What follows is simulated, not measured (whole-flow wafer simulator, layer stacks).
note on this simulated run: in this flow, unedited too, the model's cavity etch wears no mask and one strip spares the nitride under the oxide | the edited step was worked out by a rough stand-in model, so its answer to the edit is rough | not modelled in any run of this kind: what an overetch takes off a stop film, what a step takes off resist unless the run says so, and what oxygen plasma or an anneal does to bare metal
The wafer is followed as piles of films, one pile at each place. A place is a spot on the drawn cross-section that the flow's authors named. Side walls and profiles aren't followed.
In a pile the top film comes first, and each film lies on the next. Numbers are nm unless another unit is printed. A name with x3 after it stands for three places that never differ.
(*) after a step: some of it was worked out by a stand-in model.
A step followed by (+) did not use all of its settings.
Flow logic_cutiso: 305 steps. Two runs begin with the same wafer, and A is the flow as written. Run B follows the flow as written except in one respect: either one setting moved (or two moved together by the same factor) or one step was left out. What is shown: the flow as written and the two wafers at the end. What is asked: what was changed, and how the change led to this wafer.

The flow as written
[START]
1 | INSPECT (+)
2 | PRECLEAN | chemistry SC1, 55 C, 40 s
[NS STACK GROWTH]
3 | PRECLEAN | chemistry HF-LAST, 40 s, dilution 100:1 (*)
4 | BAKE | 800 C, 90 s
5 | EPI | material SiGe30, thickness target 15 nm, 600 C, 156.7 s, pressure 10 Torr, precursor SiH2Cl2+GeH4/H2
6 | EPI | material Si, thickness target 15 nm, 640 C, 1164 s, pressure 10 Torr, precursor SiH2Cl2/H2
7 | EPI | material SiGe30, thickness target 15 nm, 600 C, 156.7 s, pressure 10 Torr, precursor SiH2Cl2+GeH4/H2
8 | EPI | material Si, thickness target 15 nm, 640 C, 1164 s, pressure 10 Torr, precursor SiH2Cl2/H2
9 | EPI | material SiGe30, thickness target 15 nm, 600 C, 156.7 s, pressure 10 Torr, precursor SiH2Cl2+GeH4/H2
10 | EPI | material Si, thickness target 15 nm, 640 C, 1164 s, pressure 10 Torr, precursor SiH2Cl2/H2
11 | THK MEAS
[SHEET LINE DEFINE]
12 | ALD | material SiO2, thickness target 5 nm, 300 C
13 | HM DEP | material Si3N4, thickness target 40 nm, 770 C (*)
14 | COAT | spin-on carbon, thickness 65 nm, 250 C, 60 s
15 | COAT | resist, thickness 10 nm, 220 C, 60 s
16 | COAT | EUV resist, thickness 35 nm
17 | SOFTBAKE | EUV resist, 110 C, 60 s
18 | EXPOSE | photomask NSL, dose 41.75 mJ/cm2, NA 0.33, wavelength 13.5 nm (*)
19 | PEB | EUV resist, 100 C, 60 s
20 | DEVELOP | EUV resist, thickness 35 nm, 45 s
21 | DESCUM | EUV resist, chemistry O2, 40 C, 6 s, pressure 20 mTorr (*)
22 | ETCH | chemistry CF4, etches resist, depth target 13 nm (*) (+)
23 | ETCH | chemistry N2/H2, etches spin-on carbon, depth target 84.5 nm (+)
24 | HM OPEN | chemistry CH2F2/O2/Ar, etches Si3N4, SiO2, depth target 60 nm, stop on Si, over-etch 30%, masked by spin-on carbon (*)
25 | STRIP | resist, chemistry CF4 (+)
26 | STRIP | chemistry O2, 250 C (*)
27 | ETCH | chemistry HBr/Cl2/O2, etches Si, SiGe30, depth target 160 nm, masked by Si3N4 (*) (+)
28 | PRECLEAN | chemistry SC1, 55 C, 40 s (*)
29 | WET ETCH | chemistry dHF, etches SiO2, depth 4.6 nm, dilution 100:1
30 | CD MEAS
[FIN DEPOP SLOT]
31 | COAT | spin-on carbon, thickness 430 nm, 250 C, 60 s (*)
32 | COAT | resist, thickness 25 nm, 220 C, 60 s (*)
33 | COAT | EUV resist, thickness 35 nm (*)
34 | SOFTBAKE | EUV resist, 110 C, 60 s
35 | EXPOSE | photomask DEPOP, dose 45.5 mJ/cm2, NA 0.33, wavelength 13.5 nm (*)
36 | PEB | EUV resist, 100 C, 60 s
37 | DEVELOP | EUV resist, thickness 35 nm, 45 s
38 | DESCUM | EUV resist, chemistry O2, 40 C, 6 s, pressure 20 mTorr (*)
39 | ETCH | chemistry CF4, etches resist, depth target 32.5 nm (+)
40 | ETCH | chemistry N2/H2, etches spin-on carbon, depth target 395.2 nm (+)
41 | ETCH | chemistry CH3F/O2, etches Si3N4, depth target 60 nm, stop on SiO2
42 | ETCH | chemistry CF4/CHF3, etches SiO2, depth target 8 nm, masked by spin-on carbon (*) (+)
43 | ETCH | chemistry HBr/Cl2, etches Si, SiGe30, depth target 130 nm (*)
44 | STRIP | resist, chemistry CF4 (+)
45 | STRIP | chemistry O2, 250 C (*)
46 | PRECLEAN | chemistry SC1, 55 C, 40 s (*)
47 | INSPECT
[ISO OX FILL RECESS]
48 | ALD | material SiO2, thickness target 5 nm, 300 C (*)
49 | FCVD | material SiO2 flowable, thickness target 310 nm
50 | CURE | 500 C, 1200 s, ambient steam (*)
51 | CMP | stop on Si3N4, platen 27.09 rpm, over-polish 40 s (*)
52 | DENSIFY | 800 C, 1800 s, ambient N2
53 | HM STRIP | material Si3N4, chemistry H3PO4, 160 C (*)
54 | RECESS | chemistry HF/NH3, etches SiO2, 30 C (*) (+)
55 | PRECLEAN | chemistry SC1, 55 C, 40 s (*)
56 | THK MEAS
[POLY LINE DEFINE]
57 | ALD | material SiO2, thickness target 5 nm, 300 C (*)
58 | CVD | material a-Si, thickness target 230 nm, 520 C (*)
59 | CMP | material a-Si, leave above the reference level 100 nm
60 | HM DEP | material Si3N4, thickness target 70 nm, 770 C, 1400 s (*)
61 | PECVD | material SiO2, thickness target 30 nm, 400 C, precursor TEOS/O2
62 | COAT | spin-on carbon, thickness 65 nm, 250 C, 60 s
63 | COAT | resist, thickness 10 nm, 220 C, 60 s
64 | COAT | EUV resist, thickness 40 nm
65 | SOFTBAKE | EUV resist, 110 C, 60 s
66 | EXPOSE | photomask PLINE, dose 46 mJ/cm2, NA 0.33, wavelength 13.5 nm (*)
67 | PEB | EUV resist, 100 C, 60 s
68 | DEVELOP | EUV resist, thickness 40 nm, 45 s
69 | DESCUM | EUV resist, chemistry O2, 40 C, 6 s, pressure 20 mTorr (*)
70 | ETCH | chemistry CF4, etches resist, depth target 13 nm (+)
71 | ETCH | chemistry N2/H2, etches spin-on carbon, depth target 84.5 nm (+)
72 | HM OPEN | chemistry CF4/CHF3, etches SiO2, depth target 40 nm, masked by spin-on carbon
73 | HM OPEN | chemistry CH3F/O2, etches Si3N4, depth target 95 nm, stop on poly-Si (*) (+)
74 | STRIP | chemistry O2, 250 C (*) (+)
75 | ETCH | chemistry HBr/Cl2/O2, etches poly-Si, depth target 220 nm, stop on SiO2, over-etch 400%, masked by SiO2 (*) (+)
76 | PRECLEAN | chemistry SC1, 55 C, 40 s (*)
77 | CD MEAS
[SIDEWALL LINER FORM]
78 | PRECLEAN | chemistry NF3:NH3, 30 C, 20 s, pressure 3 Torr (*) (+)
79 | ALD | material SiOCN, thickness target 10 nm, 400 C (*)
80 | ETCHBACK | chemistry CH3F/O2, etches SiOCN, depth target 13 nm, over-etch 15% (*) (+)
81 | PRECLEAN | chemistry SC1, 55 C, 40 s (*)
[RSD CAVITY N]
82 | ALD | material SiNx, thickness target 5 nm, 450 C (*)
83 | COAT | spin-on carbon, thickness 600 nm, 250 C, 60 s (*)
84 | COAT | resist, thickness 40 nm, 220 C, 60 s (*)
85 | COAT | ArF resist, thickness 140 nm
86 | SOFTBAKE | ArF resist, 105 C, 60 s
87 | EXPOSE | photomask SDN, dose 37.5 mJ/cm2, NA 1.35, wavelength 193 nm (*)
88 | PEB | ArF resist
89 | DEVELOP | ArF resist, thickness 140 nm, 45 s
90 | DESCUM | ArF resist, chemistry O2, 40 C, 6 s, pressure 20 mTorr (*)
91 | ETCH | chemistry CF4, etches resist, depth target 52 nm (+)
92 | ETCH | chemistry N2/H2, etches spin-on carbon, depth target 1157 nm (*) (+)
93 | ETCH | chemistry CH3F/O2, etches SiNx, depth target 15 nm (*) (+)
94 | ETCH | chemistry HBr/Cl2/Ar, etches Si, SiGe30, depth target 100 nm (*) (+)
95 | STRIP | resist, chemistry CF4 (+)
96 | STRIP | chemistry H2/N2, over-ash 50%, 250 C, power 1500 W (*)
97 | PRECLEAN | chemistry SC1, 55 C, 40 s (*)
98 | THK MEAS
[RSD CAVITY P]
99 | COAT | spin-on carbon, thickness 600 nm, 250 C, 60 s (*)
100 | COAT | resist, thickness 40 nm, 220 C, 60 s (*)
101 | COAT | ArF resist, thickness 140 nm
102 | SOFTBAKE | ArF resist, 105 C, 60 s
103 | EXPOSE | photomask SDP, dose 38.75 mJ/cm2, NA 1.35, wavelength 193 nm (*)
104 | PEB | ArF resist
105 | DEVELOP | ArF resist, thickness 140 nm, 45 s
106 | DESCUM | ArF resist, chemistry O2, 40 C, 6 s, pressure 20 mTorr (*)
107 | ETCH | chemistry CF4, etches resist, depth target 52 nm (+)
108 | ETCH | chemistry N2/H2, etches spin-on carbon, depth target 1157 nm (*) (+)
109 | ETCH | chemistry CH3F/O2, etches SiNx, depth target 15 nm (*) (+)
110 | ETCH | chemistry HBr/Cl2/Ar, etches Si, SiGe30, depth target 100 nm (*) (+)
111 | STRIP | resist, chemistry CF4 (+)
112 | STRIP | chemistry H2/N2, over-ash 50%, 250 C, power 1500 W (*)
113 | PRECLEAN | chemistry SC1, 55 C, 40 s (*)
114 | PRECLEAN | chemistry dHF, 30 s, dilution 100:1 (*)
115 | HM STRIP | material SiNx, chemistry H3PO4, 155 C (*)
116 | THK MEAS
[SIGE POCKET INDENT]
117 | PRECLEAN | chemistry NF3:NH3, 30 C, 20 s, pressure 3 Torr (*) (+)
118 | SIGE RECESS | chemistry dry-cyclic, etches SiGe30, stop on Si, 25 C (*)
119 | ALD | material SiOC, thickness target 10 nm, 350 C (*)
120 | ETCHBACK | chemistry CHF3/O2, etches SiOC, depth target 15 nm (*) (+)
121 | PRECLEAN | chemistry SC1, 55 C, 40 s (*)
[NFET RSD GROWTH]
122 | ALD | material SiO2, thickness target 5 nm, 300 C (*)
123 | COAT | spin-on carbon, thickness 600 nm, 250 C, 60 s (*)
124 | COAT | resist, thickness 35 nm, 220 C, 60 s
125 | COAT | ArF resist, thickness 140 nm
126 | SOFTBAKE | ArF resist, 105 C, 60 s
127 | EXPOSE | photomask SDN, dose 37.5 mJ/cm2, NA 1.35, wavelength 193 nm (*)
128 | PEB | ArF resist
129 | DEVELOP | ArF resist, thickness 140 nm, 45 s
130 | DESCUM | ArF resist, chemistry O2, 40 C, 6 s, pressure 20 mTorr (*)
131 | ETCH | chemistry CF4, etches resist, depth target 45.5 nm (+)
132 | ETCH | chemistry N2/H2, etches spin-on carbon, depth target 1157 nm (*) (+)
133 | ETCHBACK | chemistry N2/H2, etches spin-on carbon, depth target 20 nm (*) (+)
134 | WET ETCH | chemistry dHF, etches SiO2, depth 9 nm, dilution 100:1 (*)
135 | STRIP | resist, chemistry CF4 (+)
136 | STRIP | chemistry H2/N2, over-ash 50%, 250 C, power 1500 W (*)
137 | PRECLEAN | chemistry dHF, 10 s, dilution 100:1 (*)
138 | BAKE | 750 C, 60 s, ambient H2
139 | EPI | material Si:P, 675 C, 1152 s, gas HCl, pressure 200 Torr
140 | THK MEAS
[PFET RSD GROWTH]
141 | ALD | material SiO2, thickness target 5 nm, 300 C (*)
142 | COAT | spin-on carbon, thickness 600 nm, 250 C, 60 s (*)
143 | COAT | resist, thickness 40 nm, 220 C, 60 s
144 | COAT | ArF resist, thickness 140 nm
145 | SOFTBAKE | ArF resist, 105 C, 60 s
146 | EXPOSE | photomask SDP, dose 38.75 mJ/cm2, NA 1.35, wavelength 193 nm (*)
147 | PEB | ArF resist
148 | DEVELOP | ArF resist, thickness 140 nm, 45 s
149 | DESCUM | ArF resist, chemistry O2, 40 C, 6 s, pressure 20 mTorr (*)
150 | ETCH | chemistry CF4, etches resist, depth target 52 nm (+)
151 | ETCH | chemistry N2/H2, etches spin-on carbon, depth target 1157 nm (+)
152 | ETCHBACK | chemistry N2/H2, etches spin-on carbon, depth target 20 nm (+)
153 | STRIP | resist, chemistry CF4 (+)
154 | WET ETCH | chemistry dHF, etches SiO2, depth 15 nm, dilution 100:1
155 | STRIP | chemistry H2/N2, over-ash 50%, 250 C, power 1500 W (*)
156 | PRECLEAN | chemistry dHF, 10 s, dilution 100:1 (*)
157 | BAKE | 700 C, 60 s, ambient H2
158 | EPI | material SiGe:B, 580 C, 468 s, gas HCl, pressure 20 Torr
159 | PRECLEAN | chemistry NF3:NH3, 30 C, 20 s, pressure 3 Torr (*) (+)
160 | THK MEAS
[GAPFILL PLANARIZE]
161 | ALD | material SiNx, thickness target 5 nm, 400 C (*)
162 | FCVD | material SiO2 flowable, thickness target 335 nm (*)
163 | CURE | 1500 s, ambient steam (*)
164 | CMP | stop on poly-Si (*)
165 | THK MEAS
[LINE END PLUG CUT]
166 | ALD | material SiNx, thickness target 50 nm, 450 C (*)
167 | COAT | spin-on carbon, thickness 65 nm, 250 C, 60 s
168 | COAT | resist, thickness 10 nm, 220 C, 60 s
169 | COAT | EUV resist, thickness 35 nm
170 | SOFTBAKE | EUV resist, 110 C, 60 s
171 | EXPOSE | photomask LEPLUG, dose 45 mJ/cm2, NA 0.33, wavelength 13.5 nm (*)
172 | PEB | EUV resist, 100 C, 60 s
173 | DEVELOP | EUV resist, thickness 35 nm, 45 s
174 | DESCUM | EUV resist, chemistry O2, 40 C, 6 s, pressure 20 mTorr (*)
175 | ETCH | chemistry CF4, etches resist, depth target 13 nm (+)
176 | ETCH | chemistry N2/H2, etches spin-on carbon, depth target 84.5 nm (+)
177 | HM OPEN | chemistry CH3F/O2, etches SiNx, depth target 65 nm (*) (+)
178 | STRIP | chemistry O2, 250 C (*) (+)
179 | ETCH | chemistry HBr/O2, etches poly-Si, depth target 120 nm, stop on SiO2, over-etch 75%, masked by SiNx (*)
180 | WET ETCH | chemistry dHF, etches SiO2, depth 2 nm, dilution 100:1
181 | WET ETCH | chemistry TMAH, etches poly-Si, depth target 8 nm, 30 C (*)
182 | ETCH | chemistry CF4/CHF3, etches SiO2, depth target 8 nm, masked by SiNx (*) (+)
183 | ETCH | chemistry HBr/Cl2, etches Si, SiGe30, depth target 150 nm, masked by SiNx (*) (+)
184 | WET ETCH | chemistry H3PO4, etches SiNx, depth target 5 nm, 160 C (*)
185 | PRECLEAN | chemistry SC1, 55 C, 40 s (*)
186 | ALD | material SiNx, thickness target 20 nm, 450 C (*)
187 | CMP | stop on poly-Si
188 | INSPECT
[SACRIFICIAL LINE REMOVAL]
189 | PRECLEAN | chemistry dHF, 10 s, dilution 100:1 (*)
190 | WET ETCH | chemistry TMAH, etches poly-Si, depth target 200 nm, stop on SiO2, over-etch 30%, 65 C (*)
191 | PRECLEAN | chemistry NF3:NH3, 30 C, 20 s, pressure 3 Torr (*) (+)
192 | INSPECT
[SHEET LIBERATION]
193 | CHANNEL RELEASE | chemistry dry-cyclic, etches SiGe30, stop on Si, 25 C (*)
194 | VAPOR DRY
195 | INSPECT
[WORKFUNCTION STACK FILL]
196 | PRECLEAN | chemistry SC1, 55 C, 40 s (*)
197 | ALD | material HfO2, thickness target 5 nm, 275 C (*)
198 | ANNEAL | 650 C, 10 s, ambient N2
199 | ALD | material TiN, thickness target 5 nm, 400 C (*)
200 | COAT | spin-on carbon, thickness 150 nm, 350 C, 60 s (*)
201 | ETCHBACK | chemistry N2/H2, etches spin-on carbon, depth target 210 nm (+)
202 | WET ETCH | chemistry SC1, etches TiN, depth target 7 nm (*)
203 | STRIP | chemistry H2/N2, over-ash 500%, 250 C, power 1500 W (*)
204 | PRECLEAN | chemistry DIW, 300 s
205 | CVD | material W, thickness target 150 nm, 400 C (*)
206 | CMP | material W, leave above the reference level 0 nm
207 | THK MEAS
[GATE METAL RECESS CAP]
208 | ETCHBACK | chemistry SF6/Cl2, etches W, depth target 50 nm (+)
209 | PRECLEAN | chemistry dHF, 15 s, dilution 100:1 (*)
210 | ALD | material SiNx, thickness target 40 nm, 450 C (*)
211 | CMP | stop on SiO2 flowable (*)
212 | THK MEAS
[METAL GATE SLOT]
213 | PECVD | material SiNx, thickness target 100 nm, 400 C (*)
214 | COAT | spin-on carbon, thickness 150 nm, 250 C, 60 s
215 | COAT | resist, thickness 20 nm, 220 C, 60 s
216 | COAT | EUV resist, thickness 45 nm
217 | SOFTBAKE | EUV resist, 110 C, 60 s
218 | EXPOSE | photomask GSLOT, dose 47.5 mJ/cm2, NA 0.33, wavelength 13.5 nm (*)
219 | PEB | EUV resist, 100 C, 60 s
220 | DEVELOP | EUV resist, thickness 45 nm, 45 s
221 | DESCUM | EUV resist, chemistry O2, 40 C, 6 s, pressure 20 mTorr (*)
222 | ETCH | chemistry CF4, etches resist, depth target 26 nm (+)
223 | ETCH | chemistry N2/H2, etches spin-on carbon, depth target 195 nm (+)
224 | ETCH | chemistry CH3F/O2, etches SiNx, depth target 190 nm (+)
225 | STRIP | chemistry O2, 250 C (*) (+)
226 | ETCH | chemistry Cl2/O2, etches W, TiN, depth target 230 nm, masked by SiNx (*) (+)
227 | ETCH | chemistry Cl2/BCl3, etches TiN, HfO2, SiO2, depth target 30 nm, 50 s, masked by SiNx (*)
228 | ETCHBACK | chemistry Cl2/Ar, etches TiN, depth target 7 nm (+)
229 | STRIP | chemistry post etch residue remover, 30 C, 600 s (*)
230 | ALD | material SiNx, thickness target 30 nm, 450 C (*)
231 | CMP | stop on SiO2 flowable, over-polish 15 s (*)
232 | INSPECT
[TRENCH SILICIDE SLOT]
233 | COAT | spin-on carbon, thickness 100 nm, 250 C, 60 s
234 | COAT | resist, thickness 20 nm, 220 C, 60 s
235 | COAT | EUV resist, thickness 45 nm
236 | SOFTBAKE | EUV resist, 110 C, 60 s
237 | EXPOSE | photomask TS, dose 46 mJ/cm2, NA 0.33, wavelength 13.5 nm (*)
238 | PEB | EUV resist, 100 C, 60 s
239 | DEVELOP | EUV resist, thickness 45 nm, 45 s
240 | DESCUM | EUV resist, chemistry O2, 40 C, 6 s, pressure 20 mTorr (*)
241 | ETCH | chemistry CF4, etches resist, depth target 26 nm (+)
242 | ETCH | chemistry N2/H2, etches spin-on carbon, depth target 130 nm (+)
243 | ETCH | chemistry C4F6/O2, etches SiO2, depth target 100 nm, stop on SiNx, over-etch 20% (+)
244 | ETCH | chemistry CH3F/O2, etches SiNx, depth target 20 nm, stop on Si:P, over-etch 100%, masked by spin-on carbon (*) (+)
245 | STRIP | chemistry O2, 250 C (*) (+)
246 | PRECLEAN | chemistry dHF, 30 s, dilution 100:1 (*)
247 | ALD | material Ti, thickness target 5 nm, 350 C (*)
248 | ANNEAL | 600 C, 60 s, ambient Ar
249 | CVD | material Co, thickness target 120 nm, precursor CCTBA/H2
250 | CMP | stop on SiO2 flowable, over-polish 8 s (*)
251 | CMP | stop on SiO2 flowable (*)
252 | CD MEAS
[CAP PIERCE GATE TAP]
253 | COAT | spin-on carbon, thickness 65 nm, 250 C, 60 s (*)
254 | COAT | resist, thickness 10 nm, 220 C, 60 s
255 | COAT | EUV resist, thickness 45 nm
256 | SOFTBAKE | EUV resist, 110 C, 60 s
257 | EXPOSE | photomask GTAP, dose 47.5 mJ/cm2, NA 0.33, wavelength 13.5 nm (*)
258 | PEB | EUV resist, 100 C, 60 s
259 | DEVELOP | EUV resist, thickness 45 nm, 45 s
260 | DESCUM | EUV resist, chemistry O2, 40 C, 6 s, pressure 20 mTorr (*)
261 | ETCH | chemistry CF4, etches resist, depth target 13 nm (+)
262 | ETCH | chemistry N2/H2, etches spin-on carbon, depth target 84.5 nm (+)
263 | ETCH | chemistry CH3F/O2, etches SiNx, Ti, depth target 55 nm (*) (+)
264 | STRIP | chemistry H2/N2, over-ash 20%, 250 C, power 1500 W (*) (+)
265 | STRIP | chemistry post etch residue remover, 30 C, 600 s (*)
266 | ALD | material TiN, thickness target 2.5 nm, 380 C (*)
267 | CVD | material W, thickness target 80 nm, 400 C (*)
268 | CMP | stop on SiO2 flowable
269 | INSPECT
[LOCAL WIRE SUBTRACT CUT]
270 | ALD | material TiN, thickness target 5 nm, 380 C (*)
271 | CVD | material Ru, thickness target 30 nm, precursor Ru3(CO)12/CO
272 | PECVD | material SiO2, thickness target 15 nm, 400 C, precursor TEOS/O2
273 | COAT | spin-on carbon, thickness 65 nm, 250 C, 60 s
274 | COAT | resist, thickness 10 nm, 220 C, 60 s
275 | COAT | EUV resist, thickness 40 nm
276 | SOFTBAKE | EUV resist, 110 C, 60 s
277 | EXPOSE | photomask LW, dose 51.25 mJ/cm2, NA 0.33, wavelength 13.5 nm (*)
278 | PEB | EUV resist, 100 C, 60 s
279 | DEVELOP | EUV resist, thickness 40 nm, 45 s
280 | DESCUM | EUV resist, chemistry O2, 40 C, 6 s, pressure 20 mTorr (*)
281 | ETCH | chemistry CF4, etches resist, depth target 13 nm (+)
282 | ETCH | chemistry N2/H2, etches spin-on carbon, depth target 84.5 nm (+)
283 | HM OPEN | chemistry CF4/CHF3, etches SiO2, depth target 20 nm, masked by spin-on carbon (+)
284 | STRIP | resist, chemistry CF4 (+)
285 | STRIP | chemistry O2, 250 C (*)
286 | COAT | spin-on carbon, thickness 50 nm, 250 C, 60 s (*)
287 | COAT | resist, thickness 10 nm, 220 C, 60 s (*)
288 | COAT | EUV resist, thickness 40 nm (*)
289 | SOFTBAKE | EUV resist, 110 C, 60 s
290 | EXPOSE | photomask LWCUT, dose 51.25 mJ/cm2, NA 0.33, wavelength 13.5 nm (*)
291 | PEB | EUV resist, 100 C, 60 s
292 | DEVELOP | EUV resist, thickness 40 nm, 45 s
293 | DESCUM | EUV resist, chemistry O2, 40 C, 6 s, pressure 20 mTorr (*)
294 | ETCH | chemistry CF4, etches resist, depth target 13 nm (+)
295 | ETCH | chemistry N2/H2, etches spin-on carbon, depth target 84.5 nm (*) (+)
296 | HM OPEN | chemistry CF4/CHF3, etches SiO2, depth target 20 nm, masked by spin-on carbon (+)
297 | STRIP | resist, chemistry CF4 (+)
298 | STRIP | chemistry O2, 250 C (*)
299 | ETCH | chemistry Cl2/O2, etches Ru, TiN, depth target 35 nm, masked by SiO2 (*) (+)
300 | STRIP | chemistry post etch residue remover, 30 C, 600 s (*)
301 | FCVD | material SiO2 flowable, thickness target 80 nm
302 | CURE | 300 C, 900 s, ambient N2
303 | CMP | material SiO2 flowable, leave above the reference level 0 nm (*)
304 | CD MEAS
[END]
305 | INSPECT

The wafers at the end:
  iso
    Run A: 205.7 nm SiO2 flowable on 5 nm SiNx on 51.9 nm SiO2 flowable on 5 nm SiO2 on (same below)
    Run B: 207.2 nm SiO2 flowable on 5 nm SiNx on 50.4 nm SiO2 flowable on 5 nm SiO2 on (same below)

What caused this: step 120, ETCHBACK: depth target 16.5 nm was run, while the flow as written has depth target 15 nm.

How this came from the change, step by step:
  120 | ETCHBACK | chemistry CHF3/O2, etches SiOC, depth target 15 nm (*) (+)
      gxn: A -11 SiOC (all of it), -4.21 SiO2 (all of it) | B -11 SiOC (all of it), -4.21 SiO2 (all of it), -1 Si3N4
      gxp: A -11 SiOC (all of it), -4.25 SiO2 (all of it) | B -11 SiOC (all of it), -4.25 SiO2 (all of it), -0.99 Si3N4
      (and at 16 other places as well)
  164 | CMP | stop on poly-Si (*)
      depop, dpovl, isow, ns, nsgap: A -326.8 SiO2 flowable (all of it), -5 SiNx (all of it), -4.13 SiO2 (all of it), -70 Si3N4 (all of it) | B -326.8 SiO2 flowable (all of it), -5 SiNx (all of it), -2.63 SiO2 (all of it), -70 Si3N4 (all of it)
      gfld, gxf: A -251.9 SiO2 flowable (all of it), -5 SiNx (all of it), -4.13 SiO2 (all of it), -70 Si3N4 (all of it) | B -252.8 SiO2 flowable (all of it), -5 SiNx (all of it), -2.63 SiO2 (all of it), -70 Si3N4 (all of it)
      (and at 3 other places as well)
